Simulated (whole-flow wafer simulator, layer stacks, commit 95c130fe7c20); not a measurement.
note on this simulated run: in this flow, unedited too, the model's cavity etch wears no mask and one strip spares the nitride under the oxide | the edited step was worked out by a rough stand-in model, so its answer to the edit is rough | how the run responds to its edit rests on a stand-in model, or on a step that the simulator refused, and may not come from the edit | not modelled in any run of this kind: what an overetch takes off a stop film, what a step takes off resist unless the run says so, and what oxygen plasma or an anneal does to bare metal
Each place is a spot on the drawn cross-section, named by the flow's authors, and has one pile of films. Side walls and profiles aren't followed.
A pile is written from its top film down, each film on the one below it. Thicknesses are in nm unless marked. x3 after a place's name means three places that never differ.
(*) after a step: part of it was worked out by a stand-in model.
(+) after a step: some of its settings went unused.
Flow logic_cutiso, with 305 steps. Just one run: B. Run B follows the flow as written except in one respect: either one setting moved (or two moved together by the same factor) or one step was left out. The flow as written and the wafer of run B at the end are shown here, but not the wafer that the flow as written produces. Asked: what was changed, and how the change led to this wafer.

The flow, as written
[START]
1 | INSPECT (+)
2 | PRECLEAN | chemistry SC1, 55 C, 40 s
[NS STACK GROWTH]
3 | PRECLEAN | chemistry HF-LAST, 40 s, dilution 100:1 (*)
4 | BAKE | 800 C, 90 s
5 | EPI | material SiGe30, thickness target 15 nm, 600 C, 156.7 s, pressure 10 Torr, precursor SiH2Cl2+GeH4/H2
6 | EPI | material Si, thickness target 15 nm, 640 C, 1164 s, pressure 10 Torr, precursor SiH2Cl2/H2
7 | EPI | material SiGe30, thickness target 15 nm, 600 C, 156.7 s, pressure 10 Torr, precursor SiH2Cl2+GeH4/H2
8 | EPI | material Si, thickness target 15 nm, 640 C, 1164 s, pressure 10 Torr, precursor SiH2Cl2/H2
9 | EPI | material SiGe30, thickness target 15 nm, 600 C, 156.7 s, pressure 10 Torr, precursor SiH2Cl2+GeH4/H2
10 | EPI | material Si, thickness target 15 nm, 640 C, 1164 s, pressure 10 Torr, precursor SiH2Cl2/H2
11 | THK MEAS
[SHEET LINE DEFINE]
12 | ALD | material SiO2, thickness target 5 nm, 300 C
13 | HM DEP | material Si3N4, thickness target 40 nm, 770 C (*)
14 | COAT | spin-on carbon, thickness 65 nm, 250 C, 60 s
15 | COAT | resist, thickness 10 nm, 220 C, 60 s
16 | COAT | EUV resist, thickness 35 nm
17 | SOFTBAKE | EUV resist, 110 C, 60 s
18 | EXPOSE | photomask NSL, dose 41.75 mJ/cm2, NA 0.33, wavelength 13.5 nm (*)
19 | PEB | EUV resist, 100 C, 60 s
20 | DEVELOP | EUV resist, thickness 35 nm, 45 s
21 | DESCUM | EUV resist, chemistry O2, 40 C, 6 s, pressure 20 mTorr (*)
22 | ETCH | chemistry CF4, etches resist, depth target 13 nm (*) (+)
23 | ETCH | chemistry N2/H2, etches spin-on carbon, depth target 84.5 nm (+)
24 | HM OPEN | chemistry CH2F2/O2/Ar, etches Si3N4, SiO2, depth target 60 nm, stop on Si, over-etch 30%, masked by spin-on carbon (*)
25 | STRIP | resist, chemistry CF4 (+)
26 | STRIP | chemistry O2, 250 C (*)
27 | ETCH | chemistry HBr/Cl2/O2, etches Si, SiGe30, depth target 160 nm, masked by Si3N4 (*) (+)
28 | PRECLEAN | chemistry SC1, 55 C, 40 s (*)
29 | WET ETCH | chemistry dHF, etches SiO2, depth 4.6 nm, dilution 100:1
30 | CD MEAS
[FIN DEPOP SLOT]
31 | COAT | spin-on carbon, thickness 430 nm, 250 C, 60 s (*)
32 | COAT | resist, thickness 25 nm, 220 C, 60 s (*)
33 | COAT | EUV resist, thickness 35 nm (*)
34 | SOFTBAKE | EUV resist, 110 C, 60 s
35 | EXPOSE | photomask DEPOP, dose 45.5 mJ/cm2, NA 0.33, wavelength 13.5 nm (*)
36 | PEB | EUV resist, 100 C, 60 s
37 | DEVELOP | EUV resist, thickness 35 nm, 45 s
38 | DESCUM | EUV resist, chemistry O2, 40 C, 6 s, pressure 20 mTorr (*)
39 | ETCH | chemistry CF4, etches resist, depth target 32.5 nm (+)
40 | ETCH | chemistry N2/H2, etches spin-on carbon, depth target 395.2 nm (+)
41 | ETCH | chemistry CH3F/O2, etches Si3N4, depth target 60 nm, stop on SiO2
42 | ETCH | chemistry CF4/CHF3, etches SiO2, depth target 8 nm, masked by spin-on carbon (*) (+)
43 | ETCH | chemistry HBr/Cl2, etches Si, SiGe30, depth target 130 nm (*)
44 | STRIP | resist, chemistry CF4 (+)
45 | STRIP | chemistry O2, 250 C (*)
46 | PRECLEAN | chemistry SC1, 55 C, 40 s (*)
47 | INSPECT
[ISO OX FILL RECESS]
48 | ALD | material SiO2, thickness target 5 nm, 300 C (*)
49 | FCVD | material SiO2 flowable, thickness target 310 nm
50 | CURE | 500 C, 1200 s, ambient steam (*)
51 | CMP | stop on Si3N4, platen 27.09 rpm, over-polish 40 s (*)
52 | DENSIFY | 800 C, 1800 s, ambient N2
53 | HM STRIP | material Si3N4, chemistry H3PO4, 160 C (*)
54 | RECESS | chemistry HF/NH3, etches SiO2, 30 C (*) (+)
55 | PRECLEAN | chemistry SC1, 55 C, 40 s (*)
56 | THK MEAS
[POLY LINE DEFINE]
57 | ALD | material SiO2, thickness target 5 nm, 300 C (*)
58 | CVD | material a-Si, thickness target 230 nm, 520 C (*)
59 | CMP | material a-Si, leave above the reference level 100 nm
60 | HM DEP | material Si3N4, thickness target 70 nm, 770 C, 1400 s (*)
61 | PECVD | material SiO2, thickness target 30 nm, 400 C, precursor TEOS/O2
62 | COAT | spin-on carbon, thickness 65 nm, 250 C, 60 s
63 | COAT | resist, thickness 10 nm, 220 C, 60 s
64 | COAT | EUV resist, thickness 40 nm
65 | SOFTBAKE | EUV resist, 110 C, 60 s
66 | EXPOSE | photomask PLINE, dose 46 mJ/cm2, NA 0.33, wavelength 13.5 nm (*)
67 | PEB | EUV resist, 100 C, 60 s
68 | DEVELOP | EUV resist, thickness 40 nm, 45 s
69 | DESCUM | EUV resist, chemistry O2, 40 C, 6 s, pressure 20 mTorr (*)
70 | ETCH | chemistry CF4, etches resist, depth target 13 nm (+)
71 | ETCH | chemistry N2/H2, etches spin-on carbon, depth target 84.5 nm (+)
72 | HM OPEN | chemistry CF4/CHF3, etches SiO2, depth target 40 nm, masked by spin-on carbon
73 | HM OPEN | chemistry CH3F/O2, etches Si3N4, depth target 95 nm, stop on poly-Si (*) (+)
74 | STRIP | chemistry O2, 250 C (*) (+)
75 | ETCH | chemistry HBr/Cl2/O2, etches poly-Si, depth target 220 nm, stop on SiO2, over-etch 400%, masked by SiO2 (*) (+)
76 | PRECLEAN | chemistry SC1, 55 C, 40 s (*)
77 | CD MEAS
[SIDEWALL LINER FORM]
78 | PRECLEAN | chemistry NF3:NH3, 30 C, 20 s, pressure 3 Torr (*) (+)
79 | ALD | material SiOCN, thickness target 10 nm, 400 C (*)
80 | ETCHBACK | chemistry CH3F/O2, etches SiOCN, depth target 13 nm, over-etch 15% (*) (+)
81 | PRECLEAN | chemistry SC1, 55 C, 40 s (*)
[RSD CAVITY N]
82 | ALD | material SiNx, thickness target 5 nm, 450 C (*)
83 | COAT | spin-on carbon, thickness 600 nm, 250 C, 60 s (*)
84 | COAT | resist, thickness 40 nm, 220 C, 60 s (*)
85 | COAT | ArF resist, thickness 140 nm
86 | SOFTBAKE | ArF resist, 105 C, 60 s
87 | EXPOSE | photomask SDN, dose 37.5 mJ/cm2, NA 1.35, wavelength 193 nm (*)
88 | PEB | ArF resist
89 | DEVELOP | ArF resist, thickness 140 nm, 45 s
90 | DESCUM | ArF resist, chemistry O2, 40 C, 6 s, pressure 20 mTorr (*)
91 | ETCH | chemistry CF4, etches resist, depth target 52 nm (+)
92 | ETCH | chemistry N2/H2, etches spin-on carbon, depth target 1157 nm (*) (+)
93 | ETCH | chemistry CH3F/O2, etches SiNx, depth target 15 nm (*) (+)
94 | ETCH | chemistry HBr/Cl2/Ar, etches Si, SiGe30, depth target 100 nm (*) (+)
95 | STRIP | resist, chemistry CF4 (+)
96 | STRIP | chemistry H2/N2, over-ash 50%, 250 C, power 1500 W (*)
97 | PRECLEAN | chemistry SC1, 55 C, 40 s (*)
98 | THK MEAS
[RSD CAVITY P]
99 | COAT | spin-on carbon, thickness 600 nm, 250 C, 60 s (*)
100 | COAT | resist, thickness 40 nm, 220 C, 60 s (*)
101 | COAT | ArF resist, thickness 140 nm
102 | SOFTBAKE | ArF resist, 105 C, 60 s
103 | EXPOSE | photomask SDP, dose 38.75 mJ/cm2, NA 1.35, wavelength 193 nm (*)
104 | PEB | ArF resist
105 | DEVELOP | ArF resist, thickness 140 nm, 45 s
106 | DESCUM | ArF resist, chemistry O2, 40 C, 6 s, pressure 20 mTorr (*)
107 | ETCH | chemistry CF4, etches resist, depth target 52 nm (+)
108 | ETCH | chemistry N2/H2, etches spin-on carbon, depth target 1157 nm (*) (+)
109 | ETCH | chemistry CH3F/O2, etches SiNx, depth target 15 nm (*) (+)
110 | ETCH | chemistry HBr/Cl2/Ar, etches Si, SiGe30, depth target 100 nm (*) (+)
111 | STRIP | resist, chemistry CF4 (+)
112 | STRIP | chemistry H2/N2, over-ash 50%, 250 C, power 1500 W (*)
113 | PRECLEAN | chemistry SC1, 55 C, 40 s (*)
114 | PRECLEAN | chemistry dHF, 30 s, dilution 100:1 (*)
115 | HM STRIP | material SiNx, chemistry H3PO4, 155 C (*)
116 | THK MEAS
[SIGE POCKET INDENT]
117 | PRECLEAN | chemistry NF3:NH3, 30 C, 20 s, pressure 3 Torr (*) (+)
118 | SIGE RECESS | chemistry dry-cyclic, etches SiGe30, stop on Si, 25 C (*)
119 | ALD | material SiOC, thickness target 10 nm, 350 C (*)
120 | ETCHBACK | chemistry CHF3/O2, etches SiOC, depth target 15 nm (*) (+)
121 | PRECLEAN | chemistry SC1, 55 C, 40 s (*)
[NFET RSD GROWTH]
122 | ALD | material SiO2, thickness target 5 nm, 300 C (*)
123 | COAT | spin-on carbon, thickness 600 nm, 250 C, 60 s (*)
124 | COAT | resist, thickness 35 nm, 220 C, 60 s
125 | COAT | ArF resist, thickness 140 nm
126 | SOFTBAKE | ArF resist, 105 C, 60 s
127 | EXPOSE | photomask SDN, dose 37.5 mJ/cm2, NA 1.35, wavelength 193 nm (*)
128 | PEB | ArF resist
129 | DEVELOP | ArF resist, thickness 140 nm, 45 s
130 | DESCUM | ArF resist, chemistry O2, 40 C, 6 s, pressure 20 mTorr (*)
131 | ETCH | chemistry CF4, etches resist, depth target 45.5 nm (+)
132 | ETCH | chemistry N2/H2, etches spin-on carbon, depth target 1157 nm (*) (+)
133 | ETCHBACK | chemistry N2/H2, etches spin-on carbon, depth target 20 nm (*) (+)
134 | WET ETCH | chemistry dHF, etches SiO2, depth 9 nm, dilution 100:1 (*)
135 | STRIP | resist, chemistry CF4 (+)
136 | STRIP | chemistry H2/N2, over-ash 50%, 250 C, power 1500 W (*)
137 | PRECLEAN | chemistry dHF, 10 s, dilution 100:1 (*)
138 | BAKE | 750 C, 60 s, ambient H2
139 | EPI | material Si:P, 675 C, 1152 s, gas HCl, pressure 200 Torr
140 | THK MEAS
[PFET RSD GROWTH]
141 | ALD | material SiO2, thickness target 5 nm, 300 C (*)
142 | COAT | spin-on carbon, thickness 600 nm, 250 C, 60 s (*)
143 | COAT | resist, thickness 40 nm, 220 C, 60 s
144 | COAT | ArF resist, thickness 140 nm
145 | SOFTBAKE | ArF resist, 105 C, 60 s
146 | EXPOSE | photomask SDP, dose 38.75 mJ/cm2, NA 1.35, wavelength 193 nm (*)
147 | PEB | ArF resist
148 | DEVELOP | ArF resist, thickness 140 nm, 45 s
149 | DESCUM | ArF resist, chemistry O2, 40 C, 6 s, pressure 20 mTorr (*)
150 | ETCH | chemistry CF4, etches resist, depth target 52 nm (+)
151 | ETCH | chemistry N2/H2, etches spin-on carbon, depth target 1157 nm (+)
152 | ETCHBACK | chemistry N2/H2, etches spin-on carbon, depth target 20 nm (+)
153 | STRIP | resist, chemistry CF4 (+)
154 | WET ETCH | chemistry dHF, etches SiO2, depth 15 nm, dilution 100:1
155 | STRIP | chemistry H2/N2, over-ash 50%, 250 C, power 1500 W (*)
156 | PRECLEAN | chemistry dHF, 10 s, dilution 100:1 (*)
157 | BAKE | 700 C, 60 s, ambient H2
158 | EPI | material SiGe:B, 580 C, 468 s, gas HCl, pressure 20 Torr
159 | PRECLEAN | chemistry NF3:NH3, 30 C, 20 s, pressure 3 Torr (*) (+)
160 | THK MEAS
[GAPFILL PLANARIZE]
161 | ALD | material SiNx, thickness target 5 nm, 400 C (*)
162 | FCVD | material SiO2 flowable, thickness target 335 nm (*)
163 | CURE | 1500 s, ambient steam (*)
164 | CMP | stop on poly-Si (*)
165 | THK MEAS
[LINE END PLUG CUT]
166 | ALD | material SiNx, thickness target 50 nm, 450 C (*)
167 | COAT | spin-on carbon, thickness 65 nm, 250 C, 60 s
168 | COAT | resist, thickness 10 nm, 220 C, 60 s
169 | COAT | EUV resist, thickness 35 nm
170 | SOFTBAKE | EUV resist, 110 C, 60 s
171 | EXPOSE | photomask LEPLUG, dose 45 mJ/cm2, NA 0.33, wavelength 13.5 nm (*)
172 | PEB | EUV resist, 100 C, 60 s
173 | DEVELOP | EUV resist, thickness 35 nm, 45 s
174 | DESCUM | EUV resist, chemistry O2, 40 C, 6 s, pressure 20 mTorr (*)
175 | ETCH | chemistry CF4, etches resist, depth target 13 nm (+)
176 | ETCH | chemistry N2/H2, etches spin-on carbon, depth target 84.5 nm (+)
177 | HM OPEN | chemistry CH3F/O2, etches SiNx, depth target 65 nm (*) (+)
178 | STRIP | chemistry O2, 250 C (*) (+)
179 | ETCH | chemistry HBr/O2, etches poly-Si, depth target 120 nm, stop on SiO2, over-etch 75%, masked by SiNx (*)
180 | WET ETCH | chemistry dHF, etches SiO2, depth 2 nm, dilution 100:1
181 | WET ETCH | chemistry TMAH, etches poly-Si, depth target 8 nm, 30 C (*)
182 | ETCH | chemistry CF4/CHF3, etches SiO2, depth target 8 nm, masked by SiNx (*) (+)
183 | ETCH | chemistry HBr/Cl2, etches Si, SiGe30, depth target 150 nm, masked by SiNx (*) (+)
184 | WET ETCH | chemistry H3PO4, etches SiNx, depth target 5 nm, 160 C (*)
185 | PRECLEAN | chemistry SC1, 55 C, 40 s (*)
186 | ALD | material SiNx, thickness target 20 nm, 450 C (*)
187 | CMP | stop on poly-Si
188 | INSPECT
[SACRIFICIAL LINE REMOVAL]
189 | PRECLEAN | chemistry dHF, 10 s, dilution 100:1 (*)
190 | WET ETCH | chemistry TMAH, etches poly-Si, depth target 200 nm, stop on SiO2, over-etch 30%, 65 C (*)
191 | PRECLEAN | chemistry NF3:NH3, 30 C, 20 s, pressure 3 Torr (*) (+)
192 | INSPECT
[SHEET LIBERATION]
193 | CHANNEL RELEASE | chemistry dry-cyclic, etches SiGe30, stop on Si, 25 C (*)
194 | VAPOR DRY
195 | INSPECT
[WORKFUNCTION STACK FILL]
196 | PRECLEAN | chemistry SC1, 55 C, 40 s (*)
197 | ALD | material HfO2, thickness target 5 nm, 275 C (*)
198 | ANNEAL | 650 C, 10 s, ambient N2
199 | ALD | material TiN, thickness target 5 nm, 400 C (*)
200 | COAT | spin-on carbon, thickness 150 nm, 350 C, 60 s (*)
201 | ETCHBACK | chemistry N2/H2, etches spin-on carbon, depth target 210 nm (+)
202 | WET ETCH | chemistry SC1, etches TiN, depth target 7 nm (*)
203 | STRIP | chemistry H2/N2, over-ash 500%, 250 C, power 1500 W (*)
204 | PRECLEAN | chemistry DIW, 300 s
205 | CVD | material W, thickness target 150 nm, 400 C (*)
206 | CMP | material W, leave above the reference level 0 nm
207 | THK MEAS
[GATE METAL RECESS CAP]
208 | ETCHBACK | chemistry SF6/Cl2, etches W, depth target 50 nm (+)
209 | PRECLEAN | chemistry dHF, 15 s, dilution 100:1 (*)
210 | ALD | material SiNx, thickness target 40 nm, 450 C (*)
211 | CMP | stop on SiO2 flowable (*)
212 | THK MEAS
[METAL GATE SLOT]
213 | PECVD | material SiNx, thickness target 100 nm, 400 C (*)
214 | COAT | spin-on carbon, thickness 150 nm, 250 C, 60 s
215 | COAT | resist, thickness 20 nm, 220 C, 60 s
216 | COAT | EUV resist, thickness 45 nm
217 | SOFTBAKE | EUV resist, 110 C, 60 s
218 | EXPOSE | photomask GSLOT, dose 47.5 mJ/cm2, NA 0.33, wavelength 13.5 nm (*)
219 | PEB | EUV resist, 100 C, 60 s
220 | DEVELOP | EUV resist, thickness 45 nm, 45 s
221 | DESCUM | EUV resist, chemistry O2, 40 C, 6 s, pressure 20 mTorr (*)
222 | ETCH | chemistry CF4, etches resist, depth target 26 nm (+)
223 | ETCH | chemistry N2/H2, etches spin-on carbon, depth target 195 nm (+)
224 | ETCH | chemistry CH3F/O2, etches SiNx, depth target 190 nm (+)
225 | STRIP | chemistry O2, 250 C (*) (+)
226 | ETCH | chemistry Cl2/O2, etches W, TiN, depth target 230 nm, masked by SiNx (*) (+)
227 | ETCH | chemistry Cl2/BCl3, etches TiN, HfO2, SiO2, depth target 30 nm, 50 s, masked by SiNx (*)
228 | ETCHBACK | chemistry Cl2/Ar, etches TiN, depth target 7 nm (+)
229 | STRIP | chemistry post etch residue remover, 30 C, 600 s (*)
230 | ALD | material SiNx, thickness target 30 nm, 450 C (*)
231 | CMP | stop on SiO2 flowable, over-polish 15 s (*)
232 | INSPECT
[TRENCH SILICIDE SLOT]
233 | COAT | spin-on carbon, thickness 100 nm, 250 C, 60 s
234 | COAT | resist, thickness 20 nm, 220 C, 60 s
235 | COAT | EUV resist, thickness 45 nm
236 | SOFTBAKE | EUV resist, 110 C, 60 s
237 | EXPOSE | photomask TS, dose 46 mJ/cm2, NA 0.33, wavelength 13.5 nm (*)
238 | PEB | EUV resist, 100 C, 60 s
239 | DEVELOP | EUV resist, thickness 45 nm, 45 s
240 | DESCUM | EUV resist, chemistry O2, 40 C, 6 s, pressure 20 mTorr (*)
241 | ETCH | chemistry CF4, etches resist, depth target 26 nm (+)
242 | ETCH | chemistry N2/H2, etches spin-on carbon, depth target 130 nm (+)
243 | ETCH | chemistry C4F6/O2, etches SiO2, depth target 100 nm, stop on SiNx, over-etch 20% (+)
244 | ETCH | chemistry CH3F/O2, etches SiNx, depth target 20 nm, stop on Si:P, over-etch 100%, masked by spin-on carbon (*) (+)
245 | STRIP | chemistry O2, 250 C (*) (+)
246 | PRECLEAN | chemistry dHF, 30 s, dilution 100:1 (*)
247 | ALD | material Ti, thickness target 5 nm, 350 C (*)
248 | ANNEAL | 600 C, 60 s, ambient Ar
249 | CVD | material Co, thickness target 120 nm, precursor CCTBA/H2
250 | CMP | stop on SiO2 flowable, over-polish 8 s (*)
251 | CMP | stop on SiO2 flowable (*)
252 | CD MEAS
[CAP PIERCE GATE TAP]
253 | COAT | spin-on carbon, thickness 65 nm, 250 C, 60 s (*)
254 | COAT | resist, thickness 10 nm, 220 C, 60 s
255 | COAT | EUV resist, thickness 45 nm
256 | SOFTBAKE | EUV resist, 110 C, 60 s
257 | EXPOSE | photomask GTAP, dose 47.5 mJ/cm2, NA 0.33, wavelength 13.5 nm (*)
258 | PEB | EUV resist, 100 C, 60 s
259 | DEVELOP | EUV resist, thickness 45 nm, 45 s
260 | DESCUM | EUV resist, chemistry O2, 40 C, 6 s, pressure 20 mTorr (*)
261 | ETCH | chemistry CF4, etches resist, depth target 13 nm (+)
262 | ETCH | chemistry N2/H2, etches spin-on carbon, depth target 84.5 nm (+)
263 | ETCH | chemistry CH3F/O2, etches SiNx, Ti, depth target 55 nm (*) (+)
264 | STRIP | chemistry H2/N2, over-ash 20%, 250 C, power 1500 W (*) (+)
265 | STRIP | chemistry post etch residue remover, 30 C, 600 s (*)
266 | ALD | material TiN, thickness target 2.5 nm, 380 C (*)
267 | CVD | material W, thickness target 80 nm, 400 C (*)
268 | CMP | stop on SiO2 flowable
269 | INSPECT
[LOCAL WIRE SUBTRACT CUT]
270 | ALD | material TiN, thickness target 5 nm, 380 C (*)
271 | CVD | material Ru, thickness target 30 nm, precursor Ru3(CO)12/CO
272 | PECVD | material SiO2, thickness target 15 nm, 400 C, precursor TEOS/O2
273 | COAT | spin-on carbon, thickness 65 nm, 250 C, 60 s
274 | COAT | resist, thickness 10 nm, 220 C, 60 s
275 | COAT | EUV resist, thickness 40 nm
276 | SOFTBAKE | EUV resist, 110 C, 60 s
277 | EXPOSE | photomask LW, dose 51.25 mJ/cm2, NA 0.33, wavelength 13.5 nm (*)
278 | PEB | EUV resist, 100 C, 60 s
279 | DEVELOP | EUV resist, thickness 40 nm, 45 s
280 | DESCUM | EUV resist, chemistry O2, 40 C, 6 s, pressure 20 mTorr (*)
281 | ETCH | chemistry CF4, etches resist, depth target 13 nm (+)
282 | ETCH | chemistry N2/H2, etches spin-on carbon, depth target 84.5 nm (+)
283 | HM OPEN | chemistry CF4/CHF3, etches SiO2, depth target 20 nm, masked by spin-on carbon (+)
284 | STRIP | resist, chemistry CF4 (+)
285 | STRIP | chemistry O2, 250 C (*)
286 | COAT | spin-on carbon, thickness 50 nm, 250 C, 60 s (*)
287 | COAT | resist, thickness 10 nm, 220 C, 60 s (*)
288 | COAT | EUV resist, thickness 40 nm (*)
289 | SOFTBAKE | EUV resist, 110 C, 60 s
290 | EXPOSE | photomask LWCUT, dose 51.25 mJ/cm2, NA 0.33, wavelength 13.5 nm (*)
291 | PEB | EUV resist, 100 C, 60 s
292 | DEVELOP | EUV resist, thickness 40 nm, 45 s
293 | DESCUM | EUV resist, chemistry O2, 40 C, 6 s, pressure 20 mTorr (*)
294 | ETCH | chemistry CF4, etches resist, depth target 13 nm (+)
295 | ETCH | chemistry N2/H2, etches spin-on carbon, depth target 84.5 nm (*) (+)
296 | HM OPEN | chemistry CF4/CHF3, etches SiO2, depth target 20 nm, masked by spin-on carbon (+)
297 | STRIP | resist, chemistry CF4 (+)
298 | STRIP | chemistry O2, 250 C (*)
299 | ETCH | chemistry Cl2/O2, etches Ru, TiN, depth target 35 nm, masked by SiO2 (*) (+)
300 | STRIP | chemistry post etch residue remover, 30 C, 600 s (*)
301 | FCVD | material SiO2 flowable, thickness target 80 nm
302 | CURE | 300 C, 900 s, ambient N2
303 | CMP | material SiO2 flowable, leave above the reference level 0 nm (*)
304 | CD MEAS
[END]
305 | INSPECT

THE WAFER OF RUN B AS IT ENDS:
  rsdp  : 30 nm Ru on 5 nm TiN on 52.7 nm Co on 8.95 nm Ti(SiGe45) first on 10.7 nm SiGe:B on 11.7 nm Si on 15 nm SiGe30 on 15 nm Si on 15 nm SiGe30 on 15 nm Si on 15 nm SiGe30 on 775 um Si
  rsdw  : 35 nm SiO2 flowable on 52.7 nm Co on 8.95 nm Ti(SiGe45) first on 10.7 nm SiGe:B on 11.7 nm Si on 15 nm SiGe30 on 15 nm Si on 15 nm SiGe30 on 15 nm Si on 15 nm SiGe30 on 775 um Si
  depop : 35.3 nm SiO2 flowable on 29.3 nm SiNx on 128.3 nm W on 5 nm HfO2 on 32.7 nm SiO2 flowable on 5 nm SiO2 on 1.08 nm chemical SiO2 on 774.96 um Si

The reason: step 108, ETCH: depth target 462.8 nm was run, though the flow has depth target 1157 nm.

Step by step, how the change led to this:
  108 | ETCH | chemistry N2/H2, etches spin-on carbon, depth target 1157 nm (*) (+)
      glp, gxp: spin-on carbon loses 462.8 (it would be, as written: spin-on carbon loses 503.9 (all of it), SiNx loses 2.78)
      rsdp, rsdw: spin-on carbon loses 462.8 (it would be, as written: spin-on carbon loses 691.7 (all of it), SiNx loses 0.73)
      (as well as at 18 more places)
  109 | ETCH | chemistry CH3F/O2, etches SiNx, depth target 15 nm (*) (+)
      depop, dpovl, gfld and 14 more: nothing (it would be, as written: resist loses 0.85)
      glp, gxp: nothing (it would be, as written: SiNx loses 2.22 (all of it), SiO2 loses 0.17)
      (as well as at 3 more places)
  110 | ETCH | chemistry HBr/Cl2/Ar, etches Si, SiGe30, depth target 100 nm (*) (+)
      rsdp, rsdw: nothing (it would be, as written: chemical SiO2 loses 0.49 (all of it), Si loses 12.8 (all of it), SiGe30 loses 15 (all of it), Si loses 15 (all of it), SiGe30 loses 15 (all of it), Si loses 15 (all of it), SiGe30 loses 15 (all of it), Si loses 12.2)
  111 | STRIP | resist, chemistry CF4 (+)
      depop, dpovl, gfld and 7 more: resist loses 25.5 (all of it) (it would be, as written: resist loses 14 (all of it))
      gl, gxf, gxn, lnr, lnrt, rsdn, rsdx: resist loses 25.6 (all of it) (it would be, as written: resist loses 14.1 (all of it))
  112 | STRIP | chemistry H2/N2, over-ash 50%, 250 C, power 1500 W (*)
      glp, gxp: spin-on carbon loses 41.1 (all of it) (it would be, as written: nothing)
      rsdp, rsdw: spin-on carbon loses 228.9 (all of it) (it would be, as written: nothing)
      (as well as at 1 more place)
  114 | PRECLEAN | chemistry dHF, 30 s, dilution 100:1 (*)
      glp, gxp: SiNx loses 1 (it would be, as written: SiO2 loses 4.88)
      rsdp, rsdw: SiNx loses 1 (it would be, as written: chemical SiO2 loses 0.49 (all of it))
      (as well as at 1 more place)
  115 | HM STRIP | material SiNx, chemistry H3PO4, 155 C (*)
      glp, gxp: SiNx loses 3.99 (all of it), SiO2 loses 0.18 (it would be, as written: SiO2 loses 0.47)
      rsdp, rsdw: SiNx loses 3.99 (all of it), chemical SiO2 gains 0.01 (it would be, as written: chemical SiO2 gains 0.5 (new film), Si loses 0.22)
      (as well as at 1 more place)
  119 | ALD | material SiOC, thickness target 10 nm, 350 C (*)
      gxp: SiOC gains 10 (new film) (it would be, as written: SiOC gains 11 (new film))
  120 | ETCHBACK | chemistry CHF3/O2, etches SiOC, depth target 15 nm (*) (+)
      rsdp, rsdw: SiOC loses 10 (all of it), Si loses 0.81 (it would be, as written: SiOC loses 10 (all of it))
      glp: SiOC loses 10 (all of it), SiO2 loses 5 (it would be, as written: SiOC loses 10 (all of it), SiO2 loses 4.25 (all of it), Si3N4 loses 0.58)
      (as well as at 1 more place)
  122 | ALD | material SiO2, thickness target 5 nm, 300 C (*)
      glp: SiO2 gains 5 (it would be, as written: SiO2 gains 5 (new film))
      gxp: SiO2 gains 5 (it would be, as written: SiO2 gains 6.75 (new film))
  123 | COAT | spin-on carbon, thickness 600 nm, 250 C, 60 s (*)
      gfld, lnr, lnrt: spin-on carbon gains 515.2 (new film) (it would be, as written: spin-on carbon gains 501.8 (new film))
      gl, tap: spin-on carbon gains 520.4 (new film) (it would be, as written: spin-on carbon gains 507 (new film))
      (as well as at 8 more places)
  132 | ETCH | chemistry N2/H2, etches spin-on carbon, depth target 1157 nm (*) (+)
      gl, tap: spin-on carbon loses 515.2 (all of it), SiO2 loses 5 (all of it), Si3N4 loses 0.5 (it would be, as written: spin-on carbon loses 501.7 (all of it), SiO2 loses 5 (all of it), Si3N4 loses 0.5)
      gxn: spin-on carbon loses 512.8 (all of it), SiO2 loses 6.06 (it would be, as written: spin-on carbon loses 499.4 (all of it), SiO2 loses 6.06)
      (as well as at 2 more places)
  135 | STRIP | resist, chemistry CF4 (+)
      gxf, gxp, plug: resist loses 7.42 (all of it) (it would be, as written: resist loses 7.93 (all of it))
      gl: Si3N4 loses 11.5 (it would be, as written: Si3N4 loses 12.3)
      (as well as at 6 more places)
  136 | STRIP | chemistry H2/N2, over-ash 50%, 250 C, power 1500 W (*)
      gxf, plug: spin-on carbon loses 515.3 (all of it) (it would be, as written: spin-on carbon loses 501.8 (all of it))
      rsdp, rsdw: spin-on carbon loses 697.1 (all of it) (it would be, as written: spin-on carbon loses 783.2 (all of it))
      (as well as at 4 more places)
  141 | ALD | material SiO2, thickness target 5 nm, 300 C (*)
      gxn: SiO2 gains 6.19 (new film) (it would be, as written: SiO2 gains 10.1 (new film))
  142 | COAT | spin-on carbon, thickness 600 nm, 250 C, 60 s (*)
      gxf, plug: spin-on carbon gains 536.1 (new film) (it would be, as written: spin-on carbon gains 525.3 (new film))
      gxn: spin-on carbon gains 552 (new film) (it would be, as written: spin-on carbon gains 537.9 (new film))
      (as well as at 3 more places)
  ... 6 further steps ...
  164 | CMP | stop on poly-Si (*)
      gxn: SiO2 flowable loses 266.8 (all of it), SiNx loses 5 (all of it), Si3N4 loses 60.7 (all of it) (it would be, as written: SiO2 flowable loses 264.5 (all of it), SiNx loses 5 (all of it), SiO2 loses 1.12 (all of it), Si3N4 loses 60.3 (all of it))
      lnrp: SiO2 flowable loses 252.8 (all of it), SiNx loses 5 (all of it), SiOCN loses 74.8 (it would be, as written: SiO2 flowable loses 252.8 (all of it), SiNx loses 5 (all of it), SiOCN loses 73.3)
